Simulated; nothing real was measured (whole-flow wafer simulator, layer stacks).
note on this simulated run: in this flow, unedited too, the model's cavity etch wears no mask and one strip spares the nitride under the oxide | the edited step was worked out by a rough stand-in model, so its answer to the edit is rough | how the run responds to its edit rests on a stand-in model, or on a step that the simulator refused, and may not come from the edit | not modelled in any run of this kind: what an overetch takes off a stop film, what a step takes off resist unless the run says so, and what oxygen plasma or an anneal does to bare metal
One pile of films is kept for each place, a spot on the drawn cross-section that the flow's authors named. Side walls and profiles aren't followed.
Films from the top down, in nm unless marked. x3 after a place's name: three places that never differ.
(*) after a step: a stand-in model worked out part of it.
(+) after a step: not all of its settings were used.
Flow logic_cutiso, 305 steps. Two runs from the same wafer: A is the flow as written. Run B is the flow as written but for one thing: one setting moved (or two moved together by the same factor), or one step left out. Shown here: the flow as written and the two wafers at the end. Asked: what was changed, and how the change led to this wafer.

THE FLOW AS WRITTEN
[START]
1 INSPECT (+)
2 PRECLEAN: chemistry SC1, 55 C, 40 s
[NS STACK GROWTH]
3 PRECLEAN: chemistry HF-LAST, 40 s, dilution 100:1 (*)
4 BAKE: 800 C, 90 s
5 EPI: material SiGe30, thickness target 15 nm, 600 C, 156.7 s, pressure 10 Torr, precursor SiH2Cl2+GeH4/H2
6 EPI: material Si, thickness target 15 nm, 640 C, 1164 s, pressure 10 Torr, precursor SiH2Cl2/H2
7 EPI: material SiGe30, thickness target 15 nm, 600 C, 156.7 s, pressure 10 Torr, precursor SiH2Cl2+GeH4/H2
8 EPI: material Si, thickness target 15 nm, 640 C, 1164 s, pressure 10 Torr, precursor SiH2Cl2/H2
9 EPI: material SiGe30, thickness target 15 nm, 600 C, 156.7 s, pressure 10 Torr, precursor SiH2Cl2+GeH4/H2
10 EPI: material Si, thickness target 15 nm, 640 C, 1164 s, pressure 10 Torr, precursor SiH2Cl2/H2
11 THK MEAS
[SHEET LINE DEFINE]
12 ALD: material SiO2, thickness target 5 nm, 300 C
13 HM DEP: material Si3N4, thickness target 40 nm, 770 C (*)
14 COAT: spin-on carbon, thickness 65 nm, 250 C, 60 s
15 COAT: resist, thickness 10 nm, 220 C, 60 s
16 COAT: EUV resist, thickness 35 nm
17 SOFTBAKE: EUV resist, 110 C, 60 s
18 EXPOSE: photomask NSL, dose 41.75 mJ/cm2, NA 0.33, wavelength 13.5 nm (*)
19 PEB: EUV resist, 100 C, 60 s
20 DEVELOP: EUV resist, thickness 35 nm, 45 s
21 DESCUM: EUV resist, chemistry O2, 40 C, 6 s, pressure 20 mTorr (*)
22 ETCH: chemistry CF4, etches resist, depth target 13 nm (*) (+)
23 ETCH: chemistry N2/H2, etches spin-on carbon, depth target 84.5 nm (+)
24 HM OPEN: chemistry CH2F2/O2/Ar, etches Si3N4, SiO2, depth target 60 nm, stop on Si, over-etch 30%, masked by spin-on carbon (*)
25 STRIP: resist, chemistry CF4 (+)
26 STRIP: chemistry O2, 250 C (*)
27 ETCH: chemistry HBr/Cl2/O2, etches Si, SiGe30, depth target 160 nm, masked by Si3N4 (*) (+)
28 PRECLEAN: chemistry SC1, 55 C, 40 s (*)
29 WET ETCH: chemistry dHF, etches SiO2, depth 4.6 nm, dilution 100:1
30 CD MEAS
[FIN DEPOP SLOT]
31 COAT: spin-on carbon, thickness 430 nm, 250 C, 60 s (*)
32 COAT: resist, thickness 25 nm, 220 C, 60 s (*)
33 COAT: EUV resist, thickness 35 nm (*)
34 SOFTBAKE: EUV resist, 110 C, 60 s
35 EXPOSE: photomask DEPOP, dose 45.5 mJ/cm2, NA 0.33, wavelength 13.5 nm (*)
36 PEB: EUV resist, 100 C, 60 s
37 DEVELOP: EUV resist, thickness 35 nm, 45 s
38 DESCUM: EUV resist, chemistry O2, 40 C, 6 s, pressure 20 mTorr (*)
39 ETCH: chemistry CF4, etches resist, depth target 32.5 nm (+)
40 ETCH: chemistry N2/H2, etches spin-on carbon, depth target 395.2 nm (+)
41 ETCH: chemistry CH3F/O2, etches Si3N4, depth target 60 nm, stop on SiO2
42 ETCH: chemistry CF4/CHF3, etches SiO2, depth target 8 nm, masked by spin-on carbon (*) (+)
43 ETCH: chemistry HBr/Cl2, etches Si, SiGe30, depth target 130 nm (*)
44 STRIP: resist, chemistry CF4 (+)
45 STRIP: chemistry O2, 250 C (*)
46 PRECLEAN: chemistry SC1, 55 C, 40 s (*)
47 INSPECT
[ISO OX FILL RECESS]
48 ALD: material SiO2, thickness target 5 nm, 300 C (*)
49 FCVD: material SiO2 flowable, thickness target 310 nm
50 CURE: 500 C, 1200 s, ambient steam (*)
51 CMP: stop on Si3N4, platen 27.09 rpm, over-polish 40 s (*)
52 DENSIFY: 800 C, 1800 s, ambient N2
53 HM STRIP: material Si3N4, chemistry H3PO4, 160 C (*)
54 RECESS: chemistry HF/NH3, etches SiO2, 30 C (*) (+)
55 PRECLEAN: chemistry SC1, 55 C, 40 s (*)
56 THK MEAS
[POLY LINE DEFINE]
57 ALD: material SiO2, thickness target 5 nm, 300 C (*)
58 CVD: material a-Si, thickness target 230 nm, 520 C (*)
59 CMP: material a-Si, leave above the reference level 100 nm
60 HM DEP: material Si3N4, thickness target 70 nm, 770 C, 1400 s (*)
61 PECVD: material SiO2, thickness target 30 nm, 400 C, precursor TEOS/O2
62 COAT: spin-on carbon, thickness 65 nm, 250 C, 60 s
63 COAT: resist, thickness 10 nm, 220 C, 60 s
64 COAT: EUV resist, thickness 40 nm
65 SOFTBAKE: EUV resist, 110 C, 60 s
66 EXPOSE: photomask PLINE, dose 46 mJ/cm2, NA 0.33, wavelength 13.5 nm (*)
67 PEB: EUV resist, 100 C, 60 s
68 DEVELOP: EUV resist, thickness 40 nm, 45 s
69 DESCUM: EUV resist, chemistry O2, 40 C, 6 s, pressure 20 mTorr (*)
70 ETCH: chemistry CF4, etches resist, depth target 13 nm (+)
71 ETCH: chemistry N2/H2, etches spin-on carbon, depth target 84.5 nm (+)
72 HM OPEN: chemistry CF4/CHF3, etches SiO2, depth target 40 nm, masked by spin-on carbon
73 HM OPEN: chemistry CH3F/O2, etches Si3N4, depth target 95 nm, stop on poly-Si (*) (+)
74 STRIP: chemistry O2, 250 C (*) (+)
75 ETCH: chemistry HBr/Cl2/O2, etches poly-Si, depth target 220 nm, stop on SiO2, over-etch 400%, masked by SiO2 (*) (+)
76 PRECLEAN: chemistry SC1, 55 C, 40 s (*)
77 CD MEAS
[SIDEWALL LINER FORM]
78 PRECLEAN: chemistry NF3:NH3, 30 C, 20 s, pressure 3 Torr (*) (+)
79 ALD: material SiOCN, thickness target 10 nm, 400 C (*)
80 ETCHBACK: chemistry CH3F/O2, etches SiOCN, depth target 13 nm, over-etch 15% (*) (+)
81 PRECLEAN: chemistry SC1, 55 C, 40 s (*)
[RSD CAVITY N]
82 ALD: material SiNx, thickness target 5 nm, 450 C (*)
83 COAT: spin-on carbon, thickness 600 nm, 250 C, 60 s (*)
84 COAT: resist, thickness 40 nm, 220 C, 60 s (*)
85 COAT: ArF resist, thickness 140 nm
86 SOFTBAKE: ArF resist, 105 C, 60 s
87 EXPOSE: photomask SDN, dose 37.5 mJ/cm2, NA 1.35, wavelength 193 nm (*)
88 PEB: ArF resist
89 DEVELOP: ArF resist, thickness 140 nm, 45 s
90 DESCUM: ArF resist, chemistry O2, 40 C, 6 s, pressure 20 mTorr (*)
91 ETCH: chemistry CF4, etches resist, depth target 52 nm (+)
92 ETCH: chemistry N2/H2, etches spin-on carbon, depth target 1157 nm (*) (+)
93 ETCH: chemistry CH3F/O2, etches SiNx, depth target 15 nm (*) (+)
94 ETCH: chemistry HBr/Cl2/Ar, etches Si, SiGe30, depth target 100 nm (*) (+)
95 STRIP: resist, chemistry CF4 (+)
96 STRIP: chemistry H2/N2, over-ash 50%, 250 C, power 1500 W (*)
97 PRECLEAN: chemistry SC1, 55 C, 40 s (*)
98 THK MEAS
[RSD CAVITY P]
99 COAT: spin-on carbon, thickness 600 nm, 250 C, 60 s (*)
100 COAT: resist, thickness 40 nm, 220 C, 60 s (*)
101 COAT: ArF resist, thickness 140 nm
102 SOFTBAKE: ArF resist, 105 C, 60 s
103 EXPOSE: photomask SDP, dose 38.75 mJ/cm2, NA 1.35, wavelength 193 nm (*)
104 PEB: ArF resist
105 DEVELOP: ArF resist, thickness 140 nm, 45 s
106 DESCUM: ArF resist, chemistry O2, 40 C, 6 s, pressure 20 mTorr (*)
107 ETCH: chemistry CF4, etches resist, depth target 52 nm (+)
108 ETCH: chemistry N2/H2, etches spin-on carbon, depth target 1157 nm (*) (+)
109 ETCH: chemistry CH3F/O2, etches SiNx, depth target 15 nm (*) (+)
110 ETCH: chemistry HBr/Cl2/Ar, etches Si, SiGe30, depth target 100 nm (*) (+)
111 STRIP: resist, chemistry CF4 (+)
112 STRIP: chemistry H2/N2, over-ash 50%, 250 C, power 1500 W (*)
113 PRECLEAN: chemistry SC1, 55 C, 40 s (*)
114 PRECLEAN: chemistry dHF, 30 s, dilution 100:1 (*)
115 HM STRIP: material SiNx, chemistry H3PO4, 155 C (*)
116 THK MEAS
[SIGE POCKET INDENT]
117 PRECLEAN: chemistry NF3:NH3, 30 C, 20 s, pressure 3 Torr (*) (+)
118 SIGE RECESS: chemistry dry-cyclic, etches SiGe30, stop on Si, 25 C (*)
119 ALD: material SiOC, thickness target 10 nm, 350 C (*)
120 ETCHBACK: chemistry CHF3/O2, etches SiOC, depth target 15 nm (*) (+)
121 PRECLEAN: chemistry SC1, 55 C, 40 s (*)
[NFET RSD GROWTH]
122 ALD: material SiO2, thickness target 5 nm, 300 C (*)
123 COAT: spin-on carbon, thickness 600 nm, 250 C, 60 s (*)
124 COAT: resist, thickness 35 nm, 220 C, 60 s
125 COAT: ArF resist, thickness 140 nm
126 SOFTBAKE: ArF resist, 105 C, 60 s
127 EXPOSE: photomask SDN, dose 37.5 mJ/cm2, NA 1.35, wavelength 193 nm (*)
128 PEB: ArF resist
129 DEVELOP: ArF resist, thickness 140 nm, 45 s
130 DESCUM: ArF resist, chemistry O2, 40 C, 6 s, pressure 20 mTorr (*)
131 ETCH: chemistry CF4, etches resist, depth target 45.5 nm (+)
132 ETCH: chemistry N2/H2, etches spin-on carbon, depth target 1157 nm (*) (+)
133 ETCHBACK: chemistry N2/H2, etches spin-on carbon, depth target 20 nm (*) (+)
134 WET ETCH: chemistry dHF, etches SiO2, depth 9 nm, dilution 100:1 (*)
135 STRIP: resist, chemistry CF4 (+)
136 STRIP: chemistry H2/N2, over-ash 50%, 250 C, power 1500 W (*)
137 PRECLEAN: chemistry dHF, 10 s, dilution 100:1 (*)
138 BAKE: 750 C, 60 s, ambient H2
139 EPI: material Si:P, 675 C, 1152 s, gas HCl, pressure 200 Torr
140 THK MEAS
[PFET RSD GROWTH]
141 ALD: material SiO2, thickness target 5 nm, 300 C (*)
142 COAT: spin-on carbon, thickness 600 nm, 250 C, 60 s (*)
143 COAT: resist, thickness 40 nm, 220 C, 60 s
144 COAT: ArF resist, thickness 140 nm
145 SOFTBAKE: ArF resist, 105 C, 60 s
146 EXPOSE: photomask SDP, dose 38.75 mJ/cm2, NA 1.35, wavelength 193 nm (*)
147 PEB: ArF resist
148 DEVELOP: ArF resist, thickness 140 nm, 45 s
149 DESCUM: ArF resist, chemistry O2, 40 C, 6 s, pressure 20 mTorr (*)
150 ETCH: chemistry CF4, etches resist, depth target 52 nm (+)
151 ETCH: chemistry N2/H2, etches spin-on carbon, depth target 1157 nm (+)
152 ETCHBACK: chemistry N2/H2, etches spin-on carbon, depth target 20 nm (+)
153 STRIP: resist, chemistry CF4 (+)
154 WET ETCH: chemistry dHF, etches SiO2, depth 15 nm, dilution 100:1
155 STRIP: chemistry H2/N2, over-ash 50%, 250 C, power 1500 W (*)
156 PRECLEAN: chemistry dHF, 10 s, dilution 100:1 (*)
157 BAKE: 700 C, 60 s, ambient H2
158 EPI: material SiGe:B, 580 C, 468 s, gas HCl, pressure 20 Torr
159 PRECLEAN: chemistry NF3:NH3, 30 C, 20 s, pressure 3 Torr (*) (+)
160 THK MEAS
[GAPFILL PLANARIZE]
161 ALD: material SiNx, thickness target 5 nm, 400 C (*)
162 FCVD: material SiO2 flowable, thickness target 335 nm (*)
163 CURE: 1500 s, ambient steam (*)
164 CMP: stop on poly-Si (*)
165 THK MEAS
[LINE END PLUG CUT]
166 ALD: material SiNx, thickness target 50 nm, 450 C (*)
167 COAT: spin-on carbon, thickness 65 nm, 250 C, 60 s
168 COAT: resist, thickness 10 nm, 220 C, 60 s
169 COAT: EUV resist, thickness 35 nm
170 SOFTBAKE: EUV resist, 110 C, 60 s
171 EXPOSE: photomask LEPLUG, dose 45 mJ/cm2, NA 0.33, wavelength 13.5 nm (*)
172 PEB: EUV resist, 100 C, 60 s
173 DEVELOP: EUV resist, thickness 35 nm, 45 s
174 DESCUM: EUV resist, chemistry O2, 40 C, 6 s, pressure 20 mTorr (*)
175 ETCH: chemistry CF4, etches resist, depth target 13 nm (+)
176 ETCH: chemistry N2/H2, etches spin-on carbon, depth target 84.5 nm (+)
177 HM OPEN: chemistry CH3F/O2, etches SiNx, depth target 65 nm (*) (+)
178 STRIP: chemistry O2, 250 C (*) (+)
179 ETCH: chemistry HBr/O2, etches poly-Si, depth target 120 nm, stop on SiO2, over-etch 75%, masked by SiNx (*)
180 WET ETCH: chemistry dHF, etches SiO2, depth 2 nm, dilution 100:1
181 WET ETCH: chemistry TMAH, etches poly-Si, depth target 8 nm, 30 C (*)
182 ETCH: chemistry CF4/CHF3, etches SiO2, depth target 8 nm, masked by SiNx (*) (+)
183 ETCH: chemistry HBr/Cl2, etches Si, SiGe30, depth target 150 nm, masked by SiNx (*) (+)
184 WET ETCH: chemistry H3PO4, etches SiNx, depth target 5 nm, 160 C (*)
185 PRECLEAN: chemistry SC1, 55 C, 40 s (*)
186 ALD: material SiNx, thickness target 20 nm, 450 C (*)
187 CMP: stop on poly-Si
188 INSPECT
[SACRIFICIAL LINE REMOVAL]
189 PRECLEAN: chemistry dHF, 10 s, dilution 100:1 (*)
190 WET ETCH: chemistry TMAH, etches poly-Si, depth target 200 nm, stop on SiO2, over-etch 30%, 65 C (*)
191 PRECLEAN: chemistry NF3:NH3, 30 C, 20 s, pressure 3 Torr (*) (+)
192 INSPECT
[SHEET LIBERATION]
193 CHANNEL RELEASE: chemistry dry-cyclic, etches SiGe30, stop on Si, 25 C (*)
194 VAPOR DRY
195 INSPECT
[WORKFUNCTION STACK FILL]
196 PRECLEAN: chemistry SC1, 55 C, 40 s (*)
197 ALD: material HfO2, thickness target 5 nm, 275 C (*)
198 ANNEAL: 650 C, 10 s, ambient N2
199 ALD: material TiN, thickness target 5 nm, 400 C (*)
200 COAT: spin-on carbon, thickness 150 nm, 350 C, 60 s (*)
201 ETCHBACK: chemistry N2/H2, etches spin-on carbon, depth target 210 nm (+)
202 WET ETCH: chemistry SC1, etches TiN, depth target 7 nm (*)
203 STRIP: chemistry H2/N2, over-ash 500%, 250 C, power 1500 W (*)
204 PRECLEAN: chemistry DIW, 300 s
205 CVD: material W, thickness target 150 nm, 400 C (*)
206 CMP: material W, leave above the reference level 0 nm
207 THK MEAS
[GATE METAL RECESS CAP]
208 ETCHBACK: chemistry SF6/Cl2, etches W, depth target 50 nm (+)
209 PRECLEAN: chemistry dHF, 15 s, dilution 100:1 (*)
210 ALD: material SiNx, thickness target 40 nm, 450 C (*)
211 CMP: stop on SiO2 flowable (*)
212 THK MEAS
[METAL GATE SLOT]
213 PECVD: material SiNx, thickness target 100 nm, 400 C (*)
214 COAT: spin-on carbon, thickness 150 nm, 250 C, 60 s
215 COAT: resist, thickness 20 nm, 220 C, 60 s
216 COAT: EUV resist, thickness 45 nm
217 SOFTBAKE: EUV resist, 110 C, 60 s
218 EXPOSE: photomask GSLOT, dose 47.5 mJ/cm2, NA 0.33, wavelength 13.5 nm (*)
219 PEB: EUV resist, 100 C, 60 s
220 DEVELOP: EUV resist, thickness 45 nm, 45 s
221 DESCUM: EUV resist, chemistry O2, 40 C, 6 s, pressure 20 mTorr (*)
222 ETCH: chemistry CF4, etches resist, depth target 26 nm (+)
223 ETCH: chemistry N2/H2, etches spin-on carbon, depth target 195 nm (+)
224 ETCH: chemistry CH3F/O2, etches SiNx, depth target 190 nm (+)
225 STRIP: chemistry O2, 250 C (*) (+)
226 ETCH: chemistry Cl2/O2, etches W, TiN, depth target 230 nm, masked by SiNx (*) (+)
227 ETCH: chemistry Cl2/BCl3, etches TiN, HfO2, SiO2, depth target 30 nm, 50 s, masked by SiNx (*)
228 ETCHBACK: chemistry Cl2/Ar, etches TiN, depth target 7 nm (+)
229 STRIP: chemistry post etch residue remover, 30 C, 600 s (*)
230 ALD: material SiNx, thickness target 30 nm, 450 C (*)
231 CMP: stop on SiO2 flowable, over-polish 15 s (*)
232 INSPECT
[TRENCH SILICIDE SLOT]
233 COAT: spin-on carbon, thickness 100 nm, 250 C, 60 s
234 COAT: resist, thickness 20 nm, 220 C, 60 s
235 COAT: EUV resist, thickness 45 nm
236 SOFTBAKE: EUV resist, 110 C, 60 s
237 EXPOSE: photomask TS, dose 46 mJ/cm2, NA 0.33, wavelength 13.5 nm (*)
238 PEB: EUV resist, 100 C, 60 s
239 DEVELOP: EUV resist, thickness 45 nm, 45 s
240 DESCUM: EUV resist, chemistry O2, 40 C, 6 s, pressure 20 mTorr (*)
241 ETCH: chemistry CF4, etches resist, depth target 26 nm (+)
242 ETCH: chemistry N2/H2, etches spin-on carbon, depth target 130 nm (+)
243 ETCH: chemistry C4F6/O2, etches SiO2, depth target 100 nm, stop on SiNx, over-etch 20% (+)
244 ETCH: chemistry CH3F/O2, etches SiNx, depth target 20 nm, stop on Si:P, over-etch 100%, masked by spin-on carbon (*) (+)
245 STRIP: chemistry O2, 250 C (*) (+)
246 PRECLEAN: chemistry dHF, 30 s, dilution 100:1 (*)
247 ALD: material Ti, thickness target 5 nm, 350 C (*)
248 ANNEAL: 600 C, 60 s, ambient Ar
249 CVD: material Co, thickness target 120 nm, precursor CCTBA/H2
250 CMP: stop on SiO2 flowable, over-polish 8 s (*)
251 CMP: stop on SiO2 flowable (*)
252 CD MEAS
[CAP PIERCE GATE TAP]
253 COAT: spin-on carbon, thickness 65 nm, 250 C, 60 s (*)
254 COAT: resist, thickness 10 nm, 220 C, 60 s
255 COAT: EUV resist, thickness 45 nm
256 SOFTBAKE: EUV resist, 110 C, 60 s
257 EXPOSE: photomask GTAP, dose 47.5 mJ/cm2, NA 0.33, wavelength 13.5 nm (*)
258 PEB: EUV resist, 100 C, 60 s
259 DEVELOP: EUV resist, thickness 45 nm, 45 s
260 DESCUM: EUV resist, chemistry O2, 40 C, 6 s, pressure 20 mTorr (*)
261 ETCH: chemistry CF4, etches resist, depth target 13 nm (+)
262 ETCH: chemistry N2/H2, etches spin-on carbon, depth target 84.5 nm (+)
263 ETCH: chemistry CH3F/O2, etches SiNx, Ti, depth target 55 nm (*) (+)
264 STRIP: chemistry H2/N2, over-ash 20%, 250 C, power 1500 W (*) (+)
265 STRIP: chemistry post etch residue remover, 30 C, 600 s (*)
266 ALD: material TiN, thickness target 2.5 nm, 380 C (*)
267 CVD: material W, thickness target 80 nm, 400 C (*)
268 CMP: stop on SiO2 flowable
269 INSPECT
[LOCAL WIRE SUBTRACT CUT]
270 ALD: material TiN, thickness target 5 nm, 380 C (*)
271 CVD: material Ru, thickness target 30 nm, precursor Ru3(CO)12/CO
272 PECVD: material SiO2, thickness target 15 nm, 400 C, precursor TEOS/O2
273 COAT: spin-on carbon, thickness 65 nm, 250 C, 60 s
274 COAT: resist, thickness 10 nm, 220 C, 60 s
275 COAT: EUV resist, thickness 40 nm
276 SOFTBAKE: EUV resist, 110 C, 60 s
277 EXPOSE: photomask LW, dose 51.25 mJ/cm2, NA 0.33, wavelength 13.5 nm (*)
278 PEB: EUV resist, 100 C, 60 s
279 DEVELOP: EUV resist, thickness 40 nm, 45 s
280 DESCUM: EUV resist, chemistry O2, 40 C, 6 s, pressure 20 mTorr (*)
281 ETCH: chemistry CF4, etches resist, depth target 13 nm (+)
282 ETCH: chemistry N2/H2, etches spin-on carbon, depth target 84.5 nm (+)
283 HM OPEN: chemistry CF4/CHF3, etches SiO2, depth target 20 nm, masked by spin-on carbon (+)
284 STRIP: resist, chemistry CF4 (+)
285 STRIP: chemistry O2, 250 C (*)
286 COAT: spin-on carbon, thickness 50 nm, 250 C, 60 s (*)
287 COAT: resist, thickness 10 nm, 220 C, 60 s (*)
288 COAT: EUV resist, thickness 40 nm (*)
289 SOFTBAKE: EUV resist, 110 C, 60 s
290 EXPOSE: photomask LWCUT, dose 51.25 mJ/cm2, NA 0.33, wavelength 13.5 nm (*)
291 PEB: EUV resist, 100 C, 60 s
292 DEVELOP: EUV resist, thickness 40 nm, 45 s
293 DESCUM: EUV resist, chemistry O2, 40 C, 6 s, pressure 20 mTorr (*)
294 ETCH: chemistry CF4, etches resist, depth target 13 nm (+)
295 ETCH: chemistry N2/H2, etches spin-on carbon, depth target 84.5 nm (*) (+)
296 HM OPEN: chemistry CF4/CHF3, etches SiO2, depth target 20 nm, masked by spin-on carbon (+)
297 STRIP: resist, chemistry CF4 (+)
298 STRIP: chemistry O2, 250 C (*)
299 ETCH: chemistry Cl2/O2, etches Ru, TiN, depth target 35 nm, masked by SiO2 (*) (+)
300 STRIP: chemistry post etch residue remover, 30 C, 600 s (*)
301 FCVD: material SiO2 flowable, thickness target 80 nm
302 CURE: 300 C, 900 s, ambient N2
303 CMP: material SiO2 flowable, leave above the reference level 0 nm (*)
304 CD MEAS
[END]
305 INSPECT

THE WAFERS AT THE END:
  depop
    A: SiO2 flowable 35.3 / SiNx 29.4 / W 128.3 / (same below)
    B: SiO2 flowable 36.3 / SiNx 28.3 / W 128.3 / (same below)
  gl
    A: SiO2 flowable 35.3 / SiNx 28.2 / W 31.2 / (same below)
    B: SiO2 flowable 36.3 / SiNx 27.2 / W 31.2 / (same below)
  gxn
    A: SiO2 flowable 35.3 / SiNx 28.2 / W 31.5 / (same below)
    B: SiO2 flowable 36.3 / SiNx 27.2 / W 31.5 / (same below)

The cause: step 299, ETCH: depth target 50.8 nm was run, where the flow has depth target 35 nm.

How the change led to this, step by step:
  299 ETCH: chemistry Cl2/O2, etches Ru, TiN, depth target 35 nm, masked by SiO2 (*) (+)
      depop, dpovl, gfld and 9 more: A Ru -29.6 (all of it), TiN -5 (all of it) | B Ru -29.6 (all of it), TiN -5 (all of it), SiNx -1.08
      iso, rsdx: A Ru -29.6 (all of it), TiN -5 (all of it) | B Ru -29.6 (all of it), TiN -5 (all of it), SiO2 flowable -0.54
      (and at 5 more places)
  303 CMP: material SiO2 flowable, leave above the reference level 0 nm (*)
      depop, dpovl, isow, ns, nsgap: A SiO2 flowable -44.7 | B SiO2 flowable -43.7
